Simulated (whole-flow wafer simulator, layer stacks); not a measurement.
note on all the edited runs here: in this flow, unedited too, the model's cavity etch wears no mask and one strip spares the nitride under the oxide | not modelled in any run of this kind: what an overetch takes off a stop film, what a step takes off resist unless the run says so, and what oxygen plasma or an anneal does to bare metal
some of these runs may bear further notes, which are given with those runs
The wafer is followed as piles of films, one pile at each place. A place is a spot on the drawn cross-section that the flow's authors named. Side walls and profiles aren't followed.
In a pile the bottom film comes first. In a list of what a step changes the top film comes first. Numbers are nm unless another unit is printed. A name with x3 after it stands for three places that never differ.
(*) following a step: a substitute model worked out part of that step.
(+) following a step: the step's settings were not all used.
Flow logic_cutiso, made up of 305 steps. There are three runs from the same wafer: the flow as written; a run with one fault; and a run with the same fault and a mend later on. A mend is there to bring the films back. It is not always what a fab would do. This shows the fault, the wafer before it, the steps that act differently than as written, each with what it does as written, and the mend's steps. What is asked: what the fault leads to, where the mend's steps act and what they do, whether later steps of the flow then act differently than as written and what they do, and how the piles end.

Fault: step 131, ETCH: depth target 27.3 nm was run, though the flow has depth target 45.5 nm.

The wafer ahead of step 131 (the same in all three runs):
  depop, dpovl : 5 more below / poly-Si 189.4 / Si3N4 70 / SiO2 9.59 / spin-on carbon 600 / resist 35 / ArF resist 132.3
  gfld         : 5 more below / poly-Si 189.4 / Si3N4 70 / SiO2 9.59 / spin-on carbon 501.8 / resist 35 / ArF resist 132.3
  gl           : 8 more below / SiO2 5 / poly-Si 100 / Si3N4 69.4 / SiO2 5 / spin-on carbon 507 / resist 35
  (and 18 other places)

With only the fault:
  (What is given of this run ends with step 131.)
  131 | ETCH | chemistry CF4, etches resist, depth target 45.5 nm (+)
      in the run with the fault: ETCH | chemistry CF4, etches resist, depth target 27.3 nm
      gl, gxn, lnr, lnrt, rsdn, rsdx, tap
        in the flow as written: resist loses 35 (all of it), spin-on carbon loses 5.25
        in the run with the fault: resist loses 27.3
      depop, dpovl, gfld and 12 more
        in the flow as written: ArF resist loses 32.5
        in the run with the fault: ArF resist loses 19.5
  The piles after step 131 differ from the flow's at depop, dpovl, gfld and 19 more by more than 2% or 0.5 nm, whichever is larger.
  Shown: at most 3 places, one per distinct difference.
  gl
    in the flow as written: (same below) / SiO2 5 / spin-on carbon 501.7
    in the run with the fault: (same below) / SiO2 5 / spin-on carbon 507 / resist 7.7
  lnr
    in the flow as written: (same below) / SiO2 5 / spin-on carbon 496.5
    in the run with the fault: (same below) / SiO2 5 / spin-on carbon 501.8 / resist 7.7
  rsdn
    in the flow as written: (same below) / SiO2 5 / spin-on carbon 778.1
    in the run with the fault: (same below) / SiO2 5 / spin-on carbon 783.3 / resist 7.7

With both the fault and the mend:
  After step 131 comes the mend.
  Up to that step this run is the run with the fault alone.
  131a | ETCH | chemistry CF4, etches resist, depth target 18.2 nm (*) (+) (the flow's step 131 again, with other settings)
      depop, dpovl, gfld and 12 more
        ArF resist loses 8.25
      gl, gxn, rsdn, rsdx, tap
        resist loses 7.7 (all of it), spin-on carbon loses 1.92
      lnr, lnrt
        resist loses 7.7 (all of it), spin-on carbon loses 1.93
  Steps further on in the flow that do not act as written (not shown: 4 more steps that differ only slightly, by at most 2% or 0.5 nm, whichever is larger):
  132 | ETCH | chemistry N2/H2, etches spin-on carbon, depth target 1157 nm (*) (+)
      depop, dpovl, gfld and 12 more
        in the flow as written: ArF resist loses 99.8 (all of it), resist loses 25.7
        in the run with the mend: ArF resist loses 104.6 (all of it), resist loses 25.8
  The piles end the same as the flow's at every place that both follow.
